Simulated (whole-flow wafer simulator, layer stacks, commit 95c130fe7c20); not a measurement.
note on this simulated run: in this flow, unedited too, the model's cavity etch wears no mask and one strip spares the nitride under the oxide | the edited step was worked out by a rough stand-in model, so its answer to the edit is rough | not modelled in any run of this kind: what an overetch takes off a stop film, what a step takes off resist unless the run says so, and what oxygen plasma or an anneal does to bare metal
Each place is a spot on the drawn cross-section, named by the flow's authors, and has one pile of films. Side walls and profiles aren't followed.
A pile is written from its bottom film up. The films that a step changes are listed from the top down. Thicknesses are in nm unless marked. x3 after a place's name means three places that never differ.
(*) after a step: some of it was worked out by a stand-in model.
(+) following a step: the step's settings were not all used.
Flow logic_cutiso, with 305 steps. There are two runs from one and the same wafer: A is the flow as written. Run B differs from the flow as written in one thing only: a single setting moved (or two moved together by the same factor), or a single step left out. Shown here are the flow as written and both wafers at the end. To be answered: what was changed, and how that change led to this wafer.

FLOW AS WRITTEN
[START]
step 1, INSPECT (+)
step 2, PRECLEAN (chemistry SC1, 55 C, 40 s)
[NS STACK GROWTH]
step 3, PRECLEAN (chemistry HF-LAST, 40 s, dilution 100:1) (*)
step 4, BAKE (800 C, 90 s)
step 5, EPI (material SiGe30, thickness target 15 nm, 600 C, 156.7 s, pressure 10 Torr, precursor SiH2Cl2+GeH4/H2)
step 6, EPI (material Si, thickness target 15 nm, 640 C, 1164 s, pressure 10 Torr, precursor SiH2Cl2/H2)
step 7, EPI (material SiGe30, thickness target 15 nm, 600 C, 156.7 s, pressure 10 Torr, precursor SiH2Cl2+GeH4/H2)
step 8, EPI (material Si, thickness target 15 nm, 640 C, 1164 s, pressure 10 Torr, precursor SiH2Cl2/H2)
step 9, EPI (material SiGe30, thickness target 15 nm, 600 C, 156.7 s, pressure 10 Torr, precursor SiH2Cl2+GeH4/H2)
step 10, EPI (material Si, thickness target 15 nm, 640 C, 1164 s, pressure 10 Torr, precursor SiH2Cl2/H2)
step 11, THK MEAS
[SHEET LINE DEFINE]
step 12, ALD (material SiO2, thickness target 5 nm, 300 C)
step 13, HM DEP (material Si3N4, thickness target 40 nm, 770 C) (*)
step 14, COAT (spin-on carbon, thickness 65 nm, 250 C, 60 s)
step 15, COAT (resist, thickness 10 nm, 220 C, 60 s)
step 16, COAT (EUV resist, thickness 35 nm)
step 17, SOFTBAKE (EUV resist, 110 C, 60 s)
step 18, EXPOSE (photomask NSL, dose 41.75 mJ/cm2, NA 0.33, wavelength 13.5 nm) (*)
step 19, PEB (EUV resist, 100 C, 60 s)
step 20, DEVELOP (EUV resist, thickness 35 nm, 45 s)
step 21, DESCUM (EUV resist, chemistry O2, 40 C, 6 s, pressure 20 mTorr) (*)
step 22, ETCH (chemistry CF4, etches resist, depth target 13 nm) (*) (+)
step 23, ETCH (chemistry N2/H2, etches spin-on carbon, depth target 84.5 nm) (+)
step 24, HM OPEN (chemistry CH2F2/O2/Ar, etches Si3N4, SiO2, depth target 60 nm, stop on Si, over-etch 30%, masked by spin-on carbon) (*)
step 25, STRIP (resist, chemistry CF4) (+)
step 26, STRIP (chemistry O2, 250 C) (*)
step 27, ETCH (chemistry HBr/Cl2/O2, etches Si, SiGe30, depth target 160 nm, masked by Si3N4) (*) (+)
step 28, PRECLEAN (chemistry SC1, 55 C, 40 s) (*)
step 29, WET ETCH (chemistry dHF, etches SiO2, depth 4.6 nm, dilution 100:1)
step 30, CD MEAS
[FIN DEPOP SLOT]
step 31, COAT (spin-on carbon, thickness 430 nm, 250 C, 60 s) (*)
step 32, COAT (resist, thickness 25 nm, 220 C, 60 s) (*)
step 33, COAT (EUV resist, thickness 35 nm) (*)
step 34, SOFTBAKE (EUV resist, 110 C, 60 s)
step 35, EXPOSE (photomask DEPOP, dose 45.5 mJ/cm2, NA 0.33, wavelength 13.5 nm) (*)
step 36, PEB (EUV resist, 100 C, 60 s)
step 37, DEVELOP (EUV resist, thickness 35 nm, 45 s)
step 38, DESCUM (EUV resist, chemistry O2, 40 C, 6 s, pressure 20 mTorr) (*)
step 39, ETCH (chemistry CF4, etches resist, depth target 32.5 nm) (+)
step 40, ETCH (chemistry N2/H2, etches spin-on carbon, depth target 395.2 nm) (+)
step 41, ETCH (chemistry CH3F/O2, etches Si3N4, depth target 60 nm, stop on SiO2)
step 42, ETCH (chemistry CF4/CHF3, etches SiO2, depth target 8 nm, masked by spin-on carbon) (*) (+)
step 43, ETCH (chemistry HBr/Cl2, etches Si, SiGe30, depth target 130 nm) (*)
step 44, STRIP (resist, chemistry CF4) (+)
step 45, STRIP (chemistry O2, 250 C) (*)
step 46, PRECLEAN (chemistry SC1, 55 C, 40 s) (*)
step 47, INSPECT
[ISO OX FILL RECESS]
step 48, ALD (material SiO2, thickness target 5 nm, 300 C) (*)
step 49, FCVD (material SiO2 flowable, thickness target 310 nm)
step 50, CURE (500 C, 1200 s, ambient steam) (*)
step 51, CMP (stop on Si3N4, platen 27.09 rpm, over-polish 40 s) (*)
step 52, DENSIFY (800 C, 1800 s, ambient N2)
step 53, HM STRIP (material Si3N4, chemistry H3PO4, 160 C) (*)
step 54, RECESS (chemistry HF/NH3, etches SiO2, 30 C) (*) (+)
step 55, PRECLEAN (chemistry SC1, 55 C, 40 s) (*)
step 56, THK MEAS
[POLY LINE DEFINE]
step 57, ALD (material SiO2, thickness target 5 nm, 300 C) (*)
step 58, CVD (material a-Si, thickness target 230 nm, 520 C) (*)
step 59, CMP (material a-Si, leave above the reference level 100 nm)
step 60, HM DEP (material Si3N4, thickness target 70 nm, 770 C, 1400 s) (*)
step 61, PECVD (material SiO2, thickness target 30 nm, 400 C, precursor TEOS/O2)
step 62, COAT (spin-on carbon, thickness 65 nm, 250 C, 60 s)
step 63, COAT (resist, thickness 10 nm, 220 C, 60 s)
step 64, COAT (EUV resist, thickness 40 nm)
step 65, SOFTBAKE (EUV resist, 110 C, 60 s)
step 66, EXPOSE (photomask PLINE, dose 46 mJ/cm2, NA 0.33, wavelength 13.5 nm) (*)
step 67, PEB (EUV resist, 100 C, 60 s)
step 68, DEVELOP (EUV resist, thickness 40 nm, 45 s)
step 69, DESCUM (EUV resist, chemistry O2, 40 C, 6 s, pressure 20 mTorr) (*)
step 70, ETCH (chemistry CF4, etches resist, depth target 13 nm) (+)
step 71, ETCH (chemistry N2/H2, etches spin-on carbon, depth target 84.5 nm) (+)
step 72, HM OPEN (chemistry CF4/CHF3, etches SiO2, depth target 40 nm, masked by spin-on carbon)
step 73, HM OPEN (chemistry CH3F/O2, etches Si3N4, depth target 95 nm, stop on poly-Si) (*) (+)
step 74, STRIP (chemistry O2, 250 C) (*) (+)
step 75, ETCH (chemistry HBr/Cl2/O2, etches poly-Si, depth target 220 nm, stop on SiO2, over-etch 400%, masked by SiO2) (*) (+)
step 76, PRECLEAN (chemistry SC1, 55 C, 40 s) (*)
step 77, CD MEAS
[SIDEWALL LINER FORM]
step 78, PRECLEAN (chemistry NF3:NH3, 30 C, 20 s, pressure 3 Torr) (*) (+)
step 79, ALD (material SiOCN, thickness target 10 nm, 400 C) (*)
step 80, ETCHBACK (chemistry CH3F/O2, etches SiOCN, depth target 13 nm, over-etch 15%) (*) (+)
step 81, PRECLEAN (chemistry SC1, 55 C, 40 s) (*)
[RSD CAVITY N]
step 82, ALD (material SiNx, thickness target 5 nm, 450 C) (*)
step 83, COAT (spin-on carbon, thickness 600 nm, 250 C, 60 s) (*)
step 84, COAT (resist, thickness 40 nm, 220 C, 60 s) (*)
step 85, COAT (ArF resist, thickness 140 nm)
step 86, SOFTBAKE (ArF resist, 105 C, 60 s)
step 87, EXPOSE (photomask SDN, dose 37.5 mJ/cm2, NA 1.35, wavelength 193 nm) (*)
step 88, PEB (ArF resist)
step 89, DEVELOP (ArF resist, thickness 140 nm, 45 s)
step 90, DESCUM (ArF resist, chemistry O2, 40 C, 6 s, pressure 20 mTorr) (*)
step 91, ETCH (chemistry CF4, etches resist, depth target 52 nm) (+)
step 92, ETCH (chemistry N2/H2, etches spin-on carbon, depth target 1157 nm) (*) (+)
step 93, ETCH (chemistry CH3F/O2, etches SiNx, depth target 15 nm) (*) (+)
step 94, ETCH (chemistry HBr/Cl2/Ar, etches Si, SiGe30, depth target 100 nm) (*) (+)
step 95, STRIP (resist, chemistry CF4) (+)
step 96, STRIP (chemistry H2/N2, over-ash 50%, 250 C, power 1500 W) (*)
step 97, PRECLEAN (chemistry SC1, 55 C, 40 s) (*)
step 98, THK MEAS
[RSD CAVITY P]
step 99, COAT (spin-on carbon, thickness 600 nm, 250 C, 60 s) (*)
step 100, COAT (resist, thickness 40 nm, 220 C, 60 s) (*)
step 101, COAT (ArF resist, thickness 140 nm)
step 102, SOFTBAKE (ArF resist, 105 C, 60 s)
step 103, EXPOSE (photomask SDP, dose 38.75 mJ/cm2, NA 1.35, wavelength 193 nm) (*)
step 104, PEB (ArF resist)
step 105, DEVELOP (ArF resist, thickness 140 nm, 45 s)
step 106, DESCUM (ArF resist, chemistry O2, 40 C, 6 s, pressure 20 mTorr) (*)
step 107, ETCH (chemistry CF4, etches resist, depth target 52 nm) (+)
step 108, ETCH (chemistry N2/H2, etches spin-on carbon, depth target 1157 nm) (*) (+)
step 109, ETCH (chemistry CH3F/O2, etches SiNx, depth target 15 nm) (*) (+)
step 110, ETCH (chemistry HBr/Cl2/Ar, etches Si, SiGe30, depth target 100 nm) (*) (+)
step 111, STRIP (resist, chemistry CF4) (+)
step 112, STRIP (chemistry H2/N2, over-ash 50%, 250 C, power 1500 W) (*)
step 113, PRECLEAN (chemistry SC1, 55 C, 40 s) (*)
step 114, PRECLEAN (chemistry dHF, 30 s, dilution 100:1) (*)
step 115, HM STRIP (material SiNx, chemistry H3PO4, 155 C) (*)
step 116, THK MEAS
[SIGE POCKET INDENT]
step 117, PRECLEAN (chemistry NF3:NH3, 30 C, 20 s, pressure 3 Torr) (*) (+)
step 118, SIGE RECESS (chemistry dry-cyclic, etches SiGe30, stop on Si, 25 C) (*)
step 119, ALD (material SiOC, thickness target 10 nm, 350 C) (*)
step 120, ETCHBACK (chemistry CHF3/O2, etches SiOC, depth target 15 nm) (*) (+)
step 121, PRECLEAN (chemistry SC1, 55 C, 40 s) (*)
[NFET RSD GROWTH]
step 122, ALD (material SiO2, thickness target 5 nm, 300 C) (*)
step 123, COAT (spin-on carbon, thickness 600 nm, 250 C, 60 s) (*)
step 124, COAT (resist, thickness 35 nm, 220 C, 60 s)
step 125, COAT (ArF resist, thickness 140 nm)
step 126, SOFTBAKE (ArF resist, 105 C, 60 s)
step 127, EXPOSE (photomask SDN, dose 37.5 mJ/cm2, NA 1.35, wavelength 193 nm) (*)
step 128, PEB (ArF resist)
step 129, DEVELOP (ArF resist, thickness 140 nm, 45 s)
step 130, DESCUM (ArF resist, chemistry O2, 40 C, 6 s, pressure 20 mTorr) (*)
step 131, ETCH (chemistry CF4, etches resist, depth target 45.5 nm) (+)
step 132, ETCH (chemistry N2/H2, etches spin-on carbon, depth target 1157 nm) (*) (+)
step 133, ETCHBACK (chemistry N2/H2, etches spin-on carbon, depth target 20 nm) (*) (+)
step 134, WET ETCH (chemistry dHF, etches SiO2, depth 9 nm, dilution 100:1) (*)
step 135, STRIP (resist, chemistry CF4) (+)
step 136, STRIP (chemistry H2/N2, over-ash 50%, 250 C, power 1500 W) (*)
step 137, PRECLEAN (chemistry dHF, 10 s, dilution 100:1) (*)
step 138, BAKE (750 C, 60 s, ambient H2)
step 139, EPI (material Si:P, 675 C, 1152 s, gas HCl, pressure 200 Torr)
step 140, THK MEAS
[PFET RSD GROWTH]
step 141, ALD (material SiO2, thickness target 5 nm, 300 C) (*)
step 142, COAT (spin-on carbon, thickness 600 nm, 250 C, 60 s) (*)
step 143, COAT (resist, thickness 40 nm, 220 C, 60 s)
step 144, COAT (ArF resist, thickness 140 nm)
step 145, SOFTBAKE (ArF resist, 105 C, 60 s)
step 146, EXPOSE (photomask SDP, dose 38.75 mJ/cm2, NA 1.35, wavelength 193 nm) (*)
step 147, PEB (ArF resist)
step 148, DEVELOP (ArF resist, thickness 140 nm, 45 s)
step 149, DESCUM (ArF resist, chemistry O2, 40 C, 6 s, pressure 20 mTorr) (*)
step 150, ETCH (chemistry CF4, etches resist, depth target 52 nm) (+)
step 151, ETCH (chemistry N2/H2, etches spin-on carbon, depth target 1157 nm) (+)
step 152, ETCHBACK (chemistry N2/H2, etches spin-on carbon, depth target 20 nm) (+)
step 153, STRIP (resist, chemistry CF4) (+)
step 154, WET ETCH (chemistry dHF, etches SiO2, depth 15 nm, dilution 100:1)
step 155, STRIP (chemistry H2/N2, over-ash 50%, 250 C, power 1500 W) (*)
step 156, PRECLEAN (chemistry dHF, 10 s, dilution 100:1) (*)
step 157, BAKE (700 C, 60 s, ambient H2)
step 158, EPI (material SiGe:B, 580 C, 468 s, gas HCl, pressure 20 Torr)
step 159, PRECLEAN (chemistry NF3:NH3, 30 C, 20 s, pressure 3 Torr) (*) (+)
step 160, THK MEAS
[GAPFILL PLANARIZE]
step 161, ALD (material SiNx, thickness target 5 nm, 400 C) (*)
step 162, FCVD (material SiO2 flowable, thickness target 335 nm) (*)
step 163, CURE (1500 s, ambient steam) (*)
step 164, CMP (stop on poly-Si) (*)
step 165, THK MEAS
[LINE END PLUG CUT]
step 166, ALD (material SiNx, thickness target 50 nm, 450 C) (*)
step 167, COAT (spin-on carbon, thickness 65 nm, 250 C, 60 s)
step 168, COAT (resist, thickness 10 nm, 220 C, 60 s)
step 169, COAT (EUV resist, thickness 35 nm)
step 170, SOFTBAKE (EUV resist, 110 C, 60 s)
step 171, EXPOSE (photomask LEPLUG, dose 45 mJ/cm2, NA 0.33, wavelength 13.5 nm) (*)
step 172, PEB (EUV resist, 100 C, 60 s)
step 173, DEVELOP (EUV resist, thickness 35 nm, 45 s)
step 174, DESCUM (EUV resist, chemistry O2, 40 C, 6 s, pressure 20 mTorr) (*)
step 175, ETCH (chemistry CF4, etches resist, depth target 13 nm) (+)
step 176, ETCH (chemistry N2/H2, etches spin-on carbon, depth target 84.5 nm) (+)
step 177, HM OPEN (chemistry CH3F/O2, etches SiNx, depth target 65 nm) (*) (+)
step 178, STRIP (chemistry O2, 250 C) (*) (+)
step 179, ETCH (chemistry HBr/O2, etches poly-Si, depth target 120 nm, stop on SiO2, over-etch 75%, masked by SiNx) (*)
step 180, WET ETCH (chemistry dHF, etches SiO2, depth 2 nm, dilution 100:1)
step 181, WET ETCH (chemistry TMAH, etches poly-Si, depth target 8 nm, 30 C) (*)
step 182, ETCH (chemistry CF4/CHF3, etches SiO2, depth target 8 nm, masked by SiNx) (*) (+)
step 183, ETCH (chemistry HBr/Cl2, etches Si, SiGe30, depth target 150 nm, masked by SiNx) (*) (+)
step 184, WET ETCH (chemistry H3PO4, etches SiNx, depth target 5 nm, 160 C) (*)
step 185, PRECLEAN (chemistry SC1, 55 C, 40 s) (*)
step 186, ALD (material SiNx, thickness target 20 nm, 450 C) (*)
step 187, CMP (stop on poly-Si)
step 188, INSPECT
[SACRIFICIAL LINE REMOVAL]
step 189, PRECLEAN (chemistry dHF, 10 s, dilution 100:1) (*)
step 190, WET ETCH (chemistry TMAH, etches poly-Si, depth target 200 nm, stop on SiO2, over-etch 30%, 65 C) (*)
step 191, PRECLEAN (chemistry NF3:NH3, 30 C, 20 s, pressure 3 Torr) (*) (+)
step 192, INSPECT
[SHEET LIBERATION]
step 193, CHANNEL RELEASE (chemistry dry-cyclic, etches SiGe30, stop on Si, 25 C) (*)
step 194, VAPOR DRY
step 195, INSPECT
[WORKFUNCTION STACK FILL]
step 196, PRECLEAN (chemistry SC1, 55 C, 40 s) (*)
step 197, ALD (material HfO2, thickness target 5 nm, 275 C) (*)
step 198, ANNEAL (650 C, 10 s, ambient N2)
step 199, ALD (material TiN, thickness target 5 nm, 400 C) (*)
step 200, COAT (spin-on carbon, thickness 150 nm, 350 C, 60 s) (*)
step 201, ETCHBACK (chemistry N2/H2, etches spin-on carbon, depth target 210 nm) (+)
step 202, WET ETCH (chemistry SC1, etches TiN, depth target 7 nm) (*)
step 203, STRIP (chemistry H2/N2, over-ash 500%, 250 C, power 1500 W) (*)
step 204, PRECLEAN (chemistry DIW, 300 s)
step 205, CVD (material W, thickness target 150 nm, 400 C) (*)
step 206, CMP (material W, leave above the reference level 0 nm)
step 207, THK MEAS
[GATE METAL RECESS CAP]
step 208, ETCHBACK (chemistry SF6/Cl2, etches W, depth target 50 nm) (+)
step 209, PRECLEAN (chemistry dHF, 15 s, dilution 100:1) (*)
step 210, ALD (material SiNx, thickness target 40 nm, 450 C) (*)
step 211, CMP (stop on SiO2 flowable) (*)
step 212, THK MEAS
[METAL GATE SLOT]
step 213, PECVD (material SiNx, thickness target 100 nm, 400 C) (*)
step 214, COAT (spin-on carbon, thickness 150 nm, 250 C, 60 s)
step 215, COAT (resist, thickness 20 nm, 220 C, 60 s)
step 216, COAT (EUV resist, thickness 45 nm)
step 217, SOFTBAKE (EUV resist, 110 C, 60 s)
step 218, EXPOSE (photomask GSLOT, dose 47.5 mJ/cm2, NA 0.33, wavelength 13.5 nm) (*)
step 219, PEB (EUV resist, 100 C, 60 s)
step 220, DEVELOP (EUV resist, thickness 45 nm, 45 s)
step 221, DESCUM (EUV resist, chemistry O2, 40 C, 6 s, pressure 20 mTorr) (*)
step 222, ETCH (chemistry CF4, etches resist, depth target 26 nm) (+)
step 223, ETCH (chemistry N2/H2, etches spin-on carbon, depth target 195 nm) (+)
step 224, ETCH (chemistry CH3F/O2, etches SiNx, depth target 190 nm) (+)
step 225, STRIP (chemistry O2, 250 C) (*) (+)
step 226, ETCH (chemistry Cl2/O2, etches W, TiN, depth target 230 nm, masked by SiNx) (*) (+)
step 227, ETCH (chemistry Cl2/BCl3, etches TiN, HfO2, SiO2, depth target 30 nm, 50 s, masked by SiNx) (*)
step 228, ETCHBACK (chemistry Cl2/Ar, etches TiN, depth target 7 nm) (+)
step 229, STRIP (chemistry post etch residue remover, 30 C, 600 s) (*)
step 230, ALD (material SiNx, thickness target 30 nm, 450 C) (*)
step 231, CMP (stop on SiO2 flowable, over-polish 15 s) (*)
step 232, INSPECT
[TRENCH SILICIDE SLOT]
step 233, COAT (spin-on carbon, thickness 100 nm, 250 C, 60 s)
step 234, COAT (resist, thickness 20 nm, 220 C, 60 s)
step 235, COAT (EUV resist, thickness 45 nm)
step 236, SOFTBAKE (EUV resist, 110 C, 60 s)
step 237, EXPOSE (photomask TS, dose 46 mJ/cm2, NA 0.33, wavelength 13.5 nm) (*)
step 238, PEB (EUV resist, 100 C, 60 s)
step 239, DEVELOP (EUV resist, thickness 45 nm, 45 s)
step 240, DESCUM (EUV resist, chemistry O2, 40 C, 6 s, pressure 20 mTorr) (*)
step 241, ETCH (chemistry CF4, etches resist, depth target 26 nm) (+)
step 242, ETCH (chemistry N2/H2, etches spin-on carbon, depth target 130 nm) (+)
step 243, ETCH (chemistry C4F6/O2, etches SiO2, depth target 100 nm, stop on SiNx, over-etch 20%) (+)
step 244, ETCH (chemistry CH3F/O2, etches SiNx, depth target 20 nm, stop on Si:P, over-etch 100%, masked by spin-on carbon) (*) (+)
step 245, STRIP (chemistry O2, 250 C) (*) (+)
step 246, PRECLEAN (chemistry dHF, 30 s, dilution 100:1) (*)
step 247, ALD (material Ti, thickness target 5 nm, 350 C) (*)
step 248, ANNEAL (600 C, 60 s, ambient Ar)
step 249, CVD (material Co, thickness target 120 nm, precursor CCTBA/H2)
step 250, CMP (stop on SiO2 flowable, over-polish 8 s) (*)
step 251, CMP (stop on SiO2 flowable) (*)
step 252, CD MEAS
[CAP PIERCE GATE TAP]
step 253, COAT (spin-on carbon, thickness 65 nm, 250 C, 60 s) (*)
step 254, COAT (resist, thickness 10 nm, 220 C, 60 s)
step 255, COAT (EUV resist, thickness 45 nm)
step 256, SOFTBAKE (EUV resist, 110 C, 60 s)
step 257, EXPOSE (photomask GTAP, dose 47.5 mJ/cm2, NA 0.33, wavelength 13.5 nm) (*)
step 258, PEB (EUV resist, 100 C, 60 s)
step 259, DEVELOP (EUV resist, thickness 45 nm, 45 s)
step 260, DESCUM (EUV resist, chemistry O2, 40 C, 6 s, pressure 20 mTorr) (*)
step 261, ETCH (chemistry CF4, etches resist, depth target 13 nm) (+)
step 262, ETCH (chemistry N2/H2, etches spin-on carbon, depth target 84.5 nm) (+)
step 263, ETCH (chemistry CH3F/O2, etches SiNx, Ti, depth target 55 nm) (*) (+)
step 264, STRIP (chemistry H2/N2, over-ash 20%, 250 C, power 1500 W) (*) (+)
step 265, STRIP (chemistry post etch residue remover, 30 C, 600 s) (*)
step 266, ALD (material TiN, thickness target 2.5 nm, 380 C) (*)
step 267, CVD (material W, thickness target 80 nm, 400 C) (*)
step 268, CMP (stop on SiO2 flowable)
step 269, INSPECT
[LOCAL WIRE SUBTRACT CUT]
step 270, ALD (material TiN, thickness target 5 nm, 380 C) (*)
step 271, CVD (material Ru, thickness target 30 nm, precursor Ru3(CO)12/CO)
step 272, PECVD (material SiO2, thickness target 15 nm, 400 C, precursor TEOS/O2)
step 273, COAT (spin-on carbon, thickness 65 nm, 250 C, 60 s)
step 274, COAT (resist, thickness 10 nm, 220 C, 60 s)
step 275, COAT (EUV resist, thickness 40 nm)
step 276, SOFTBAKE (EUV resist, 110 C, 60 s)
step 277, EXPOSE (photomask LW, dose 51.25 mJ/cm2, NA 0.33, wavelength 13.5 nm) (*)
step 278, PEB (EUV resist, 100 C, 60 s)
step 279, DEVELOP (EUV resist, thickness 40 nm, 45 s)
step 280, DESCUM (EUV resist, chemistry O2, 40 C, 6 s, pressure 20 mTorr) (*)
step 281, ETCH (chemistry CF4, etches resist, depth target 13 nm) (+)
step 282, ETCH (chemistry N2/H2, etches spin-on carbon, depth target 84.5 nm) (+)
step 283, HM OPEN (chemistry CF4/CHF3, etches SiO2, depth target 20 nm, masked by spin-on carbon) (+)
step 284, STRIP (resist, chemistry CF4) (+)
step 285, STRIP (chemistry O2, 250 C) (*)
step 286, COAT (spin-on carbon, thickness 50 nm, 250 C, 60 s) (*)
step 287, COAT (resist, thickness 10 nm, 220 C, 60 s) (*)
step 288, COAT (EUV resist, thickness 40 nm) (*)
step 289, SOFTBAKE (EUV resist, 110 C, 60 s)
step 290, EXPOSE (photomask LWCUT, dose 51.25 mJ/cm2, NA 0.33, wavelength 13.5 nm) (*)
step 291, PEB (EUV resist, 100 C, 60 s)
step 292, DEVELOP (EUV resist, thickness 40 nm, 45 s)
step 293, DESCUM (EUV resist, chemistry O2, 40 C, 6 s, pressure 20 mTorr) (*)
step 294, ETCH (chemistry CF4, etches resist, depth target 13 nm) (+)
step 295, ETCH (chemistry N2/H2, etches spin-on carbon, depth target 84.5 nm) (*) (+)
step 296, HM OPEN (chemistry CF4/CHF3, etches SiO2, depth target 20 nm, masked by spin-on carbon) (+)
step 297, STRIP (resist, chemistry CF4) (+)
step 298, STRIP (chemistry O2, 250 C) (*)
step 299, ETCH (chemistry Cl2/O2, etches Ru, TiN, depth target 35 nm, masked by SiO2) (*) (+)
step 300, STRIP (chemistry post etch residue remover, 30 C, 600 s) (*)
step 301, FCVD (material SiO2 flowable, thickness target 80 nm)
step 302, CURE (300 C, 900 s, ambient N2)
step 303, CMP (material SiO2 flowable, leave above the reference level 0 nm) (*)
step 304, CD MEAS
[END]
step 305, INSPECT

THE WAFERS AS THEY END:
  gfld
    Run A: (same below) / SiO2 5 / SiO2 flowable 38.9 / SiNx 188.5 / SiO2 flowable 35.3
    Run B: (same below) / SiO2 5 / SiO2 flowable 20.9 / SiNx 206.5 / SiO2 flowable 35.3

Cause: step 227, ETCH: depth target 48 nm was run, though the flow has depth target 30 nm; step 227, ETCH: 80 s was run, where the flow has 50 s.

Step by step, how the change led to this:
  step 227, ETCH (chemistry Cl2/BCl3, etches TiN, HfO2, SiO2, depth target 30 nm, 50 s, masked by SiNx) (*)
      depop, dpovl, gl and 18 more: A SiNx loses 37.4 | B SiNx loses 59.9
      gfld: A HfO2 loses 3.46 (all of it), SiO2 flowable loses 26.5 | B HfO2 loses 3.46 (all of it), SiO2 flowable loses 44.5
  step 231, CMP (stop on SiO2 flowable, over-polish 15 s) (*)
      depop, dpovl, gfld and 10 more: A SiNx loses 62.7 | B SiNx loses 40.3
      lnr, lnri, lnrp, lnrt: A SiNx loses 61 (all of it), SiOCN loses 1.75 | B SiNx loses 38.5 (all of it), SiOCN loses 1.75
      (also at 5 further places)
